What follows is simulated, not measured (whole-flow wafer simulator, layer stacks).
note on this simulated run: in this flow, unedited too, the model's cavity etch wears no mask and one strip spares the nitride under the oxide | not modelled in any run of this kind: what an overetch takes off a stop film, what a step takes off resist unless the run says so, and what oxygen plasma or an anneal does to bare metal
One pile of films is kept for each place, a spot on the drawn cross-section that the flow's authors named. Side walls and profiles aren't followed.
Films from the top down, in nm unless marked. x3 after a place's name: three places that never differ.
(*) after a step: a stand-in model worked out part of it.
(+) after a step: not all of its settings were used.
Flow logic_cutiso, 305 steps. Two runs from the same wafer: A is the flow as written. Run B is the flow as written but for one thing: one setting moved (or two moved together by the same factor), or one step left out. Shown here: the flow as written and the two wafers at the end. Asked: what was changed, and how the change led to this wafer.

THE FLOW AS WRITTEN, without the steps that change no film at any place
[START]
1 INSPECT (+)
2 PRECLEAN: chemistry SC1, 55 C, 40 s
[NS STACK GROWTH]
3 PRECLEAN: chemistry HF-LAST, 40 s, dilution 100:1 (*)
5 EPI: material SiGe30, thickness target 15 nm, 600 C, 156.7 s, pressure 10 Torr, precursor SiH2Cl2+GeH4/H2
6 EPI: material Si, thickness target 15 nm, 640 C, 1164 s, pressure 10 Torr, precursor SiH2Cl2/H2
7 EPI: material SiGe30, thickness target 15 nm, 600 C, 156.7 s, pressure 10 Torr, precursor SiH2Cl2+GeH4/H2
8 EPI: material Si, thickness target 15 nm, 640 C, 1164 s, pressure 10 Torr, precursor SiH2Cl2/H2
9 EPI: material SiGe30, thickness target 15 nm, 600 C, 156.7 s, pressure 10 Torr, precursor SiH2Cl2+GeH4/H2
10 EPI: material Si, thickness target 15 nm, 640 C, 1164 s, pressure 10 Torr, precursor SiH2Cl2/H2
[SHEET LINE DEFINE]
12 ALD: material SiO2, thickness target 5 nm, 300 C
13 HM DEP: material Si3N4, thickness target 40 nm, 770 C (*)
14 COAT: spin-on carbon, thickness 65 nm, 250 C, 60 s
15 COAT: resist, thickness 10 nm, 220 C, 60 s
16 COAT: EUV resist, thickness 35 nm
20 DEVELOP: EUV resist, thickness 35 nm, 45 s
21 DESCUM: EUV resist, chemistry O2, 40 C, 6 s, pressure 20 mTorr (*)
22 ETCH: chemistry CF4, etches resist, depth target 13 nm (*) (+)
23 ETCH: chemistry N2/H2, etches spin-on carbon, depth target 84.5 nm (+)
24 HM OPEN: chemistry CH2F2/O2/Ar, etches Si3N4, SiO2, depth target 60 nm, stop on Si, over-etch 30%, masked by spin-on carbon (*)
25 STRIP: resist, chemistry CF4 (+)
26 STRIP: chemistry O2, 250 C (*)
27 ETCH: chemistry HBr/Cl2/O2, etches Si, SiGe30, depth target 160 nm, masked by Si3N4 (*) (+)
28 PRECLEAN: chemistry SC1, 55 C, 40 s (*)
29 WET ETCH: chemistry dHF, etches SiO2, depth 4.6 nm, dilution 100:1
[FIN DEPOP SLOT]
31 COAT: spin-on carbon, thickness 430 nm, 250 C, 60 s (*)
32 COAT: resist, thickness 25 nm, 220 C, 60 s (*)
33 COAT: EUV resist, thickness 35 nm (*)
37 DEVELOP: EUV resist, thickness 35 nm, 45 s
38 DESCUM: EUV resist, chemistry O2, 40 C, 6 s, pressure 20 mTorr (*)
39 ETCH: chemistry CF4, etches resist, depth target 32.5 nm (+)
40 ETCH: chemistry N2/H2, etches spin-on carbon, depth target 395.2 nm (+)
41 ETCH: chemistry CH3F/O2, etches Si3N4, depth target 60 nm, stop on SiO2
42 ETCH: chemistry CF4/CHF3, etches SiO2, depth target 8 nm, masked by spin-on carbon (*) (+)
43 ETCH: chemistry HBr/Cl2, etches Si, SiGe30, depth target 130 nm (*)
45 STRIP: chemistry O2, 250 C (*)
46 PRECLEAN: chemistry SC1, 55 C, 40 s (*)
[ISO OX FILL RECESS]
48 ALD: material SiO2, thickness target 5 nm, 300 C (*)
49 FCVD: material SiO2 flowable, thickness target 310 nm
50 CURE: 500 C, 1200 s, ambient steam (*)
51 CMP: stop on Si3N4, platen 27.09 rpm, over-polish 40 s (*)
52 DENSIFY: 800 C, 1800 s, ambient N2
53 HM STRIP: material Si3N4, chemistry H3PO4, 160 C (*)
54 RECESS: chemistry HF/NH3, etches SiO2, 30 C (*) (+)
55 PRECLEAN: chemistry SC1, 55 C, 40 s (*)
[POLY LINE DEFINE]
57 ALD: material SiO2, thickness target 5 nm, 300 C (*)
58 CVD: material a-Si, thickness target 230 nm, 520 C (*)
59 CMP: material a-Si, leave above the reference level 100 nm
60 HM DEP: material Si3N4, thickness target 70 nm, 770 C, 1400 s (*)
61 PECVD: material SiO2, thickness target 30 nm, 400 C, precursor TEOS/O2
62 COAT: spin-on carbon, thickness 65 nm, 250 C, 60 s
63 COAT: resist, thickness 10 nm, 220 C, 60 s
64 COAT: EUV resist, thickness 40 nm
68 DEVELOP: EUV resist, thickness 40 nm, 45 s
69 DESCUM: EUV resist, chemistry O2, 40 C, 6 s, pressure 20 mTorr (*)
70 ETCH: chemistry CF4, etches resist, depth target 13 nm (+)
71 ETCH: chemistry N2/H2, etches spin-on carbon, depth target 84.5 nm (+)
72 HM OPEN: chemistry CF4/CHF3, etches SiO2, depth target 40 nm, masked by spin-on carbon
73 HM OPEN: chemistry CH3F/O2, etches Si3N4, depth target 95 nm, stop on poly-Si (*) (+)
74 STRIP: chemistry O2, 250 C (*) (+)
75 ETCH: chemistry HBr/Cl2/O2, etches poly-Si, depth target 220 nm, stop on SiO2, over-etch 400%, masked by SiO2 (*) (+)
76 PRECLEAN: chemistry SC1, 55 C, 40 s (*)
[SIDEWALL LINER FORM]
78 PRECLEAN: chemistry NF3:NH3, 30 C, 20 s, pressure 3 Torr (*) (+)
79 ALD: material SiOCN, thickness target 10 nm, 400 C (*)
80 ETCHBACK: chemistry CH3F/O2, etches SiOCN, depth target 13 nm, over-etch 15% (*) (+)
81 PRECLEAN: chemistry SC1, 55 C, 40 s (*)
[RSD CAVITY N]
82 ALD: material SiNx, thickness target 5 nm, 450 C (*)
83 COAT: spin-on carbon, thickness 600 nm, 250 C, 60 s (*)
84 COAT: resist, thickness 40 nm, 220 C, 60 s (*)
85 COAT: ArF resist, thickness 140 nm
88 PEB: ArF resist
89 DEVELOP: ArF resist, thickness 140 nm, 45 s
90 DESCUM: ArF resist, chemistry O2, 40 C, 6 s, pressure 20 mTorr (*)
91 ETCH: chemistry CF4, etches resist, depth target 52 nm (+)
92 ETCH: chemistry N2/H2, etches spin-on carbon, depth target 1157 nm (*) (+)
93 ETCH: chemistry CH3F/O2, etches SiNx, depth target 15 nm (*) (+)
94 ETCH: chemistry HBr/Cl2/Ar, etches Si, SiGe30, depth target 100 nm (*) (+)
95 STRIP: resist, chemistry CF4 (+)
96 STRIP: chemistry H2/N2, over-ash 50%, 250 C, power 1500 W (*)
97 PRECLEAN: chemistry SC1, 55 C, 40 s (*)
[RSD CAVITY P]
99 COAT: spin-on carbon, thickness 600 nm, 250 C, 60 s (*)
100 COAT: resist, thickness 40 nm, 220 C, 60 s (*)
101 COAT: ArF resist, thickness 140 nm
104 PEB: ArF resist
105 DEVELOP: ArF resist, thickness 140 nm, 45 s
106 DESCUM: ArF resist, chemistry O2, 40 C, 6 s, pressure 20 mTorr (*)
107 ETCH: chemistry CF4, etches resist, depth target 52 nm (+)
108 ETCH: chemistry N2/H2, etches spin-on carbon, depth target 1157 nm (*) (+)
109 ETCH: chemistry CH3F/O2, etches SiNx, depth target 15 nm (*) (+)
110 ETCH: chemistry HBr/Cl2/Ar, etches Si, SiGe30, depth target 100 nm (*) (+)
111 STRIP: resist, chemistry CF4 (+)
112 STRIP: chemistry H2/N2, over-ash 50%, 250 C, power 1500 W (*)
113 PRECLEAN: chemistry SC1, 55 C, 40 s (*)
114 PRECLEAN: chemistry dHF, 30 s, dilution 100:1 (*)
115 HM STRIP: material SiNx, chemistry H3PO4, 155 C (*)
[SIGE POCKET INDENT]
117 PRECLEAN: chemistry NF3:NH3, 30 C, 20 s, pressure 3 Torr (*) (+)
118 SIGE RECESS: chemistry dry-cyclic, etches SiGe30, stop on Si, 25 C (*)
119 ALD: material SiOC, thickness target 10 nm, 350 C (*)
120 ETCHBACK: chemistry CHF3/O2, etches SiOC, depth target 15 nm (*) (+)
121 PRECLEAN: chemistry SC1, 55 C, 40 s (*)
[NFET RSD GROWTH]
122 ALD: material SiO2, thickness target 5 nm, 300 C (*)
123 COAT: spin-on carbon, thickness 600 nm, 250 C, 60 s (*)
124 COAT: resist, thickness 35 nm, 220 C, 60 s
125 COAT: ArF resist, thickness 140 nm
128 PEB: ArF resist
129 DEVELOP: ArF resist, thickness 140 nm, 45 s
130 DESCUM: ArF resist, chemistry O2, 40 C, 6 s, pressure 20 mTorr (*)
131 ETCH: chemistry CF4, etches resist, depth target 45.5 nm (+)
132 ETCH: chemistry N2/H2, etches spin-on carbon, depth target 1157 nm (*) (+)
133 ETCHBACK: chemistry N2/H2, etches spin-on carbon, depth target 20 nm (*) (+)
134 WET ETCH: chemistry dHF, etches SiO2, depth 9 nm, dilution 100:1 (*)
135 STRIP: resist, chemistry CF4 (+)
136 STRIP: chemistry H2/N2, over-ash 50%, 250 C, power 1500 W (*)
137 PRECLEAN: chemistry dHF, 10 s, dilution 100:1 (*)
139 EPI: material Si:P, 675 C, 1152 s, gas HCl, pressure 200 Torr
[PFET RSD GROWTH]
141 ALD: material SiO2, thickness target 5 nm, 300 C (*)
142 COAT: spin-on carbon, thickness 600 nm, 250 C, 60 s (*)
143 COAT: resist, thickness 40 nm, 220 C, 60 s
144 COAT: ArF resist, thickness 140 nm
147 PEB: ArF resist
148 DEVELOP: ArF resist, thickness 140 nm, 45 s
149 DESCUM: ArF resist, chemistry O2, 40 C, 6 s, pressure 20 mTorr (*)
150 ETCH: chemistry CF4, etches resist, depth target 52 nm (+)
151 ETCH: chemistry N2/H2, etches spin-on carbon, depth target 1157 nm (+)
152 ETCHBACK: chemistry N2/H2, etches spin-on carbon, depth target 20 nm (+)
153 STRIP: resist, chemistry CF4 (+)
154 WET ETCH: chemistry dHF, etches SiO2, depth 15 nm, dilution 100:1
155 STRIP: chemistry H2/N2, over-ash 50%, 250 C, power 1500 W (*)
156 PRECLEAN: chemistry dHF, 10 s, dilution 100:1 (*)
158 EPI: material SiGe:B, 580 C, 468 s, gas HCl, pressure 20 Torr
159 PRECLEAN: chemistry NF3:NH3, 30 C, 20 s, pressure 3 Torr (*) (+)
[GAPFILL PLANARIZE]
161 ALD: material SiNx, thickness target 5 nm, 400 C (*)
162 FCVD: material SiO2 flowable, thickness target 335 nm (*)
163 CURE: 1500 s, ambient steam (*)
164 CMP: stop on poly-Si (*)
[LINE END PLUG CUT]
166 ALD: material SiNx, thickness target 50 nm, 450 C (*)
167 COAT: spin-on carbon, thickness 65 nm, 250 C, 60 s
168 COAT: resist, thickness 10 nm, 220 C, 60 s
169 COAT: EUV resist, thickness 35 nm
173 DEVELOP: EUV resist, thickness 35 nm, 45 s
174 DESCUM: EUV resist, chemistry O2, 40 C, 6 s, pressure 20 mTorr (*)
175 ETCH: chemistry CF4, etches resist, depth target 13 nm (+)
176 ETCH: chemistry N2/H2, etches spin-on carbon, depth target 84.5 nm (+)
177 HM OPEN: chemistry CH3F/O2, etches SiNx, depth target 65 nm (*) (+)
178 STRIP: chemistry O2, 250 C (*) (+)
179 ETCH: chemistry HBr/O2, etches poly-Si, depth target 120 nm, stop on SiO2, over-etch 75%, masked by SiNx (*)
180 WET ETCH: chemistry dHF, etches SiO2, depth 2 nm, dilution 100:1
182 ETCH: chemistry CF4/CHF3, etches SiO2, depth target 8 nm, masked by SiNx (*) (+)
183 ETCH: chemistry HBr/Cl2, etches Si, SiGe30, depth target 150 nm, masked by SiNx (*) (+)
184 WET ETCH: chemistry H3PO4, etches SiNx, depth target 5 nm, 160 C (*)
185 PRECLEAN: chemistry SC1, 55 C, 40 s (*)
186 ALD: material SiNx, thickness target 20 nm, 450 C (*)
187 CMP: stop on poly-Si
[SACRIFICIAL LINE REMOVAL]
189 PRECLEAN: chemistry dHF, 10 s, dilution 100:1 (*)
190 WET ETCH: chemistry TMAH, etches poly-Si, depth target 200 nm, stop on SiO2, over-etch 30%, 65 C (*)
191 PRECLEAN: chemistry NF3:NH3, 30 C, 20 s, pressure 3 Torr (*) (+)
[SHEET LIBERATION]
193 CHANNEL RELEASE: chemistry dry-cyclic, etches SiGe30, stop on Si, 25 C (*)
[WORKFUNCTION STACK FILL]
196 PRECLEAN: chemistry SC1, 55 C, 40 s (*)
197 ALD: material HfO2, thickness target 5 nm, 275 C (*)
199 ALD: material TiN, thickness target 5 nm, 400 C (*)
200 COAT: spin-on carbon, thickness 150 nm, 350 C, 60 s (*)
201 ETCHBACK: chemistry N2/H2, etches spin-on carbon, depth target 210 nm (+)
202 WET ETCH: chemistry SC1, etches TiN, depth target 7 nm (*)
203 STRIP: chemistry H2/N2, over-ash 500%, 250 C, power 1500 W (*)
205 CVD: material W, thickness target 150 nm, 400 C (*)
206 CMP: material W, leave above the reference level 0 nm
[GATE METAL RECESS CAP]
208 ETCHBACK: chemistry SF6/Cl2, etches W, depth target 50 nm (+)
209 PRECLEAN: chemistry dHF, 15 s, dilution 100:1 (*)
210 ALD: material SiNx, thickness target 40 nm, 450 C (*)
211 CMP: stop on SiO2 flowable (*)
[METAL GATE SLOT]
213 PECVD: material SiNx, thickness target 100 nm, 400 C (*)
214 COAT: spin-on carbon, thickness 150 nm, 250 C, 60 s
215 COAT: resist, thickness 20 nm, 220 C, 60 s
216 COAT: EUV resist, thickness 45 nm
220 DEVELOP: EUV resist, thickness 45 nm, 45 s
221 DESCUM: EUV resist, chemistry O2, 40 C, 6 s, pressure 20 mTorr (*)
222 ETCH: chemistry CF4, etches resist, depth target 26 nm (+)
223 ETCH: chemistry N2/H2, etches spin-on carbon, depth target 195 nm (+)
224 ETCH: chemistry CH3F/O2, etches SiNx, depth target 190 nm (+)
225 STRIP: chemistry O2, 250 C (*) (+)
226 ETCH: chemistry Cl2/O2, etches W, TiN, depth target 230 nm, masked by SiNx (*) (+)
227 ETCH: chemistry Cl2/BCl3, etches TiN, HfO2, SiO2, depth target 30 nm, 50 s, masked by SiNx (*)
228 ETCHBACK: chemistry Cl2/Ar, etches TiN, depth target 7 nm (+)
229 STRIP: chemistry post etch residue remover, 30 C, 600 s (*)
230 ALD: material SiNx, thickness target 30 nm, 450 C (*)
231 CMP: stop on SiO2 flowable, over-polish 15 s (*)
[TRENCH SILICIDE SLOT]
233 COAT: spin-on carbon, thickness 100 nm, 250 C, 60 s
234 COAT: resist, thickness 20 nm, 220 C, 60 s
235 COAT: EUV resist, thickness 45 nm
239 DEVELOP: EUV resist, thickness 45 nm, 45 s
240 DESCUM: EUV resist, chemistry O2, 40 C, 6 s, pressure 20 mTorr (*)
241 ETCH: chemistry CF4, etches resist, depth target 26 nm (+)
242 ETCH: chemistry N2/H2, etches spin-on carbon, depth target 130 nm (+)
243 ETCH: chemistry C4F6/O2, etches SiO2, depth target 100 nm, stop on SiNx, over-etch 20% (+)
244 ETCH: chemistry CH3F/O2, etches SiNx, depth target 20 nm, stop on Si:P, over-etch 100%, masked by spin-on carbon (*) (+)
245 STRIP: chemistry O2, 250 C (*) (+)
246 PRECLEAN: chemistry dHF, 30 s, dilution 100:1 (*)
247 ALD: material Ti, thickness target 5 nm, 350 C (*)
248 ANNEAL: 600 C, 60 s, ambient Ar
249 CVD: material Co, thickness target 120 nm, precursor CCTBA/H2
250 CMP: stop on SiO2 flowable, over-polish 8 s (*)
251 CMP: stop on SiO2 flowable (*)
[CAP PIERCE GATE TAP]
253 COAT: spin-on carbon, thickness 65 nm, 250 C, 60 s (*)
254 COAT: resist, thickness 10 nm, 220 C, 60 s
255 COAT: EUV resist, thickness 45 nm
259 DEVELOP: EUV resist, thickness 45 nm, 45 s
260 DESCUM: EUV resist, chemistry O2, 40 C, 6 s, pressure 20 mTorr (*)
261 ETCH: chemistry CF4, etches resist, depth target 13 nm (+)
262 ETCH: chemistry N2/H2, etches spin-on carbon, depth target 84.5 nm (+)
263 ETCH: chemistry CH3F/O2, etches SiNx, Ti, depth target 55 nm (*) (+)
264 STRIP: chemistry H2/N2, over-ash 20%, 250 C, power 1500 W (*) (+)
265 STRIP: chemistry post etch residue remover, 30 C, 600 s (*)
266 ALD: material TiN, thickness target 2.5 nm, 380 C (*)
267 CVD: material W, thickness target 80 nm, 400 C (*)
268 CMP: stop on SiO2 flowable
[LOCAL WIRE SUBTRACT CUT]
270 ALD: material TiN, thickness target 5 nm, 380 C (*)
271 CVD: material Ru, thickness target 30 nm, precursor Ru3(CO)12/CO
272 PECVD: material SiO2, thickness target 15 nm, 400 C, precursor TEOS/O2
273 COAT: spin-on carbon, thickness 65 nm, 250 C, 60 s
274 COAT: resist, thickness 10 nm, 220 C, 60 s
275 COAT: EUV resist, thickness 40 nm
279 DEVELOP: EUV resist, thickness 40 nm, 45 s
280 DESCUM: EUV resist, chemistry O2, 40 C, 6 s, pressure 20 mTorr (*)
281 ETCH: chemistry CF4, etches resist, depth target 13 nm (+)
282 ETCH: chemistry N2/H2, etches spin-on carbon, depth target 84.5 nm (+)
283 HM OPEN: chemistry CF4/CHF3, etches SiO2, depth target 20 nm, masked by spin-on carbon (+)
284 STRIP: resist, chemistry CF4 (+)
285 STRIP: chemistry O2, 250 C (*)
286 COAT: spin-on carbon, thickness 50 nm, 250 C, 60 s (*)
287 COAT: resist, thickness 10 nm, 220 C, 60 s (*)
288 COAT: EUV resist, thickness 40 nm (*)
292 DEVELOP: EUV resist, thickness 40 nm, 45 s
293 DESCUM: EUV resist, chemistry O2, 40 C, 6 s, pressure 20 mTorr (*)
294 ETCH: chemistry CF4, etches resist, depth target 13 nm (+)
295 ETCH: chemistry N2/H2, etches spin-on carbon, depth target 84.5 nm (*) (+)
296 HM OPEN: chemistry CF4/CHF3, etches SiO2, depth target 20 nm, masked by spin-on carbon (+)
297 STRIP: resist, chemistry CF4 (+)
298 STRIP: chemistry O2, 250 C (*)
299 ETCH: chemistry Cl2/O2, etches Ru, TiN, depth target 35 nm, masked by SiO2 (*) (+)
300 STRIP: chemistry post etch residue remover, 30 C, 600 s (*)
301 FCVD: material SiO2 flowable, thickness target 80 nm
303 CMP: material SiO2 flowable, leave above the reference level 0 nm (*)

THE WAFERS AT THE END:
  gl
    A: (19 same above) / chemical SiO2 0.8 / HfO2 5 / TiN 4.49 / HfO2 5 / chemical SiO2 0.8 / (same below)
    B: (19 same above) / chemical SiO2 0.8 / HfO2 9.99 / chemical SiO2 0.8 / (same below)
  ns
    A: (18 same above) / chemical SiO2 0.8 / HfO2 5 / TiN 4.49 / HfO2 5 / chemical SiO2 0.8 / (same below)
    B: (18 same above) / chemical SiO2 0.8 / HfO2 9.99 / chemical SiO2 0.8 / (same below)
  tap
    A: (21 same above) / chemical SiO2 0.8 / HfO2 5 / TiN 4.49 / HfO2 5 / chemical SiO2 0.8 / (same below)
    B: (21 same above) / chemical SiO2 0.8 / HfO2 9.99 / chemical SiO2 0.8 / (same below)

The cause: step 5, EPI: 109.7 s was run, where the flow has 156.7 s.

How the change led to this, step by step:
  5 EPI: material SiGe30, thickness target 15 nm, 600 C, 156.7 s, pressure 10 Torr, precursor SiH2Cl2+GeH4/H2
      depop, dpovl, gfld and 19 more: A SiGe30 +15 (new film) | B SiGe30 +10.5 (new film)
  27 ETCH: chemistry HBr/Cl2/O2, etches Si, SiGe30, depth target 160 nm, masked by Si3N4 (*) (+)
      gfld, gxf, iso, lnri: A chemical SiO2 -0.79 (all of it), Si -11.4 (all of it), SiGe30 -15 (all of it), Si -15 (all of it), SiGe30 -15 (all of it), Si -15 (all of it), SiGe30 -15 (all of it), Si -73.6 | B chemical SiO2 -0.79 (all of it), Si -11.4 (all of it), SiGe30 -15 (all of it), Si -15 (all of it), SiGe30 -15 (all of it), Si -15 (all of it), SiGe30 -10.5 (all of it), Si -78.1
      dpovl, nsgap: A chemical SiO2 -0.79 (all of it), Si -11.8 (all of it), SiGe30 -15 (all of it), Si -15 (all of it), SiGe30 -15 (all of it), Si -15 (all of it), SiGe30 -15 (all of it), Si -73.2 | B chemical SiO2 -0.79 (all of it), Si -11.8 (all of it), SiGe30 -15 (all of it), Si -15 (all of it), SiGe30 -15 (all of it), Si -15 (all of it), SiGe30 -10.5 (all of it), Si -77.7
      (and at 1 more place)
  43 ETCH: chemistry HBr/Cl2, etches Si, SiGe30, depth target 130 nm (*)
      depop: A Si -14 (all of it), SiGe30 -15 (all of it), Si -15 (all of it), SiGe30 -15 (all of it), Si -15 (all of it), SiGe30 -15 (all of it), Si -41 | B Si -14 (all of it), SiGe30 -15 (all of it), Si -15 (all of it), SiGe30 -15 (all of it), Si -15 (all of it), SiGe30 -10.5 (all of it), Si -45.5
  94 ETCH: chemistry HBr/Cl2/Ar, etches Si, SiGe30, depth target 100 nm (*) (+)
      rsdn, rsdx: A chemical SiO2 -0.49 (all of it), Si -12.8 (all of it), SiGe30 -15 (all of it), Si -15 (all of it), SiGe30 -15 (all of it), Si -15 (all of it), SiGe30 -15 (all of it), Si -12.2 | B chemical SiO2 -0.49 (all of it), Si -12.8 (all of it), SiGe30 -15 (all of it), Si -15 (all of it), SiGe30 -15 (all of it), Si -15 (all of it), SiGe30 -10.5 (all of it), Si -16.7
  110 ETCH: chemistry HBr/Cl2/Ar, etches Si, SiGe30, depth target 100 nm (*) (+)
      rsdp, rsdw: A chemical SiO2 -0.49 (all of it), Si -12.8 (all of it), SiGe30 -15 (all of it), Si -15 (all of it), SiGe30 -15 (all of it), Si -15 (all of it), SiGe30 -15 (all of it), Si -12.2 | B chemical SiO2 -0.49 (all of it), Si -12.8 (all of it), SiGe30 -15 (all of it), Si -15 (all of it), SiGe30 -15 (all of it), Si -15 (all of it), SiGe30 -10.5 (all of it), Si -16.7
  118 SIGE RECESS: chemistry dry-cyclic, etches SiGe30, stop on Si, 25 C (*)
      lnr, lnrp, lnrt: A SiOCN -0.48, Si -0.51, cavity +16 (new film), SiGe30 -15 (all of it), Si -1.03, cavity +16 (new film), SiGe30 -15 (all of it), Si -1.03, cavity +16 (new film), SiGe30 -15 (all of it), Si -0.51 | B SiOCN -0.48, Si -0.51, cavity +16 (new film), SiGe30 -15 (all of it), Si -1.03, cavity +16 (new film), SiGe30 -15 (all of it), Si -1.03, cavity +11.5 (new film), SiGe30 -10.5 (all of it), Si -0.51
  119 ALD: material SiOC, thickness target 10 nm, 350 C (*)
      lnr, lnrp, lnrt: A SiOC +10 (new film), SiOC +16 (new film), cavity -16 (all of it), SiOC +16 (new film), cavity -16 (all of it), SiOC +16 (new film), cavity -16 (all of it) | B SiOC +10 (new film), SiOC +16 (new film), cavity -16 (all of it), SiOC +16 (new film), cavity -16 (all of it), SiOC +11.5 (new film), cavity -11.5 (all of it)
  183 ETCH: chemistry HBr/Cl2, etches Si, SiGe30, depth target 150 nm, masked by SiNx (*) (+)
      plug: A Si -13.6 (all of it), SiGe30 -15 (all of it), Si -15 (all of it), SiGe30 -15 (all of it), Si -15 (all of it), SiGe30 -15 (all of it), Si -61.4 | B Si -13.6 (all of it), SiGe30 -15 (all of it), Si -15 (all of it), SiGe30 -15 (all of it), Si -15 (all of it), SiGe30 -10.5 (all of it), Si -65.9
  193 CHANNEL RELEASE: chemistry dry-cyclic, etches SiGe30, stop on Si, 25 C (*)
      gl, glp, gxn, gxp, ns, tap: A chemical SiO2 +0.8 (new film), Si -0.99, chemical SiO2 +0.8 (new film), cavity +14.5 (new film), chemical SiO2 +0.8 (new film), SiGe30 -15 (all of it), Si -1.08, chemical SiO2 +0.8 (new film), cavity +14.5 (new film), chemical SiO2 +0.8 (new film), SiGe30 -15 (all of it), Si -1.08, chemical SiO2 +0.8 (new film), cavity +14.5 (new film), chemical SiO2 +0.8 (new film), SiGe30 -15 (all of it), Si -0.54 | B chemical SiO2 +0.8 (new film), Si -0.99, chemical SiO2 +0.8 (new film), cavity +14.5 (new film), chemical SiO2 +0.8 (new film), SiGe30 -15 (all of it), Si -1.08, chemical SiO2 +0.8 (new film), cavity +14.5 (new film), chemical SiO2 +0.8 (new film), SiGe30 -15 (all of it), Si -1.08, chemical SiO2 +0.8 (new film), cavity +9.99 (new film), chemical SiO2 +0.8 (new film), SiGe30 -10.5 (all of it), Si -0.54
  197 ALD: material HfO2, thickness target 5 nm, 275 C (*)
      gl, glp, gxn, gxp, ns, tap: A HfO2 +5 (new film), HfO2 +5 (new film), cavity -10, HfO2 +5 (new film), HfO2 +5 (new film), cavity -10, HfO2 +5 (new film), HfO2 +5 (new film), cavity -10, HfO2 +5 (new film) | B HfO2 +5 (new film), HfO2 +5 (new film), cavity -10, HfO2 +5 (new film), HfO2 +5 (new film), cavity -10, HfO2 +5 (new film), HfO2 +9.99 (new film), cavity -9.99 (all of it)
  199 ALD: material TiN, thickness target 5 nm, 400 C (*)
      gl, glp, tap: A TiN +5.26 (new film), TiN +4.49 (new film), cavity -4.49 (all of it), TiN +4.49 (new film), cavity -4.49 (all of it), TiN +4.49 (new film), cavity -4.49 (all of it) | B TiN +5.26 (new film), TiN +4.49 (new film), cavity -4.49 (all of it), TiN +4.49 (new film), cavity -4.49 (all of it)
      gxn, gxp, ns: A TiN +5 (new film), TiN +4.49 (new film), cavity -4.49 (all of it), TiN +4.49 (new film), cavity -4.49 (all of it), TiN +4.49 (new film), cavity -4.49 (all of it) | B TiN +5 (new film), TiN +4.49 (new film), cavity -4.49 (all of it), TiN +4.49 (new film), cavity -4.49 (all of it)
Counting metal films that touch as one body, gl has 3 bodies (between them, from the top down: HfO2 5 / chemical SiO2 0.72 / Si 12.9 / chemical SiO2 0.8 / HfO2 5; HfO2 5 / chemical SiO2 0.8 / Si 13.9 / chemical SiO2 0.8 / HfO2 5); the flow as written gives 4 bodies (between them, from the top down: HfO2 5 / chemical SiO2 0.72 / Si 12.9 / chemical SiO2 0.8 / HfO2 5; HfO2 5 / chemical SiO2 0.8 / Si 13.9 / chemical SiO2 0.8 / HfO2 5; HfO2 5 / chemical SiO2 0.8 / Si 13.9 / chemical SiO2 0.8 / HfO2 5).
Counting metal films that touch as one body, ns has 3 bodies (between them, from the top down: HfO2 5 / chemical SiO2 0.72 / Si 12.9 / chemical SiO2 0.8 / HfO2 5; HfO2 5 / chemical SiO2 0.8 / Si 13.9 / chemical SiO2 0.8 / HfO2 5); the flow as written gives 4 bodies (between them, from the top down: HfO2 5 / chemical SiO2 0.72 / Si 12.9 / chemical SiO2 0.8 / HfO2 5; HfO2 5 / chemical SiO2 0.8 / Si 13.9 / chemical SiO2 0.8 / HfO2 5; HfO2 5 / chemical SiO2 0.8 / Si 13.9 / chemical SiO2 0.8 / HfO2 5).
Counting metal films that touch as one body, tap has 3 bodies (between them, from the top down: HfO2 5 / chemical SiO2 0.72 / Si 12.9 / chemical SiO2 0.8 / HfO2 5; HfO2 5 / chemical SiO2 0.8 / Si 13.9 / chemical SiO2 0.8 / HfO2 5); the flow as written gives 4 bodies (between them, from the top down: HfO2 5 / chemical SiO2 0.72 / Si 12.9 / chemical SiO2 0.8 / HfO2 5; HfO2 5 / chemical SiO2 0.8 / Si 13.9 / chemical SiO2 0.8 / HfO2 5; HfO2 5 / chemical SiO2 0.8 / Si 13.9 / chemical SiO2 0.8 / HfO2 5).
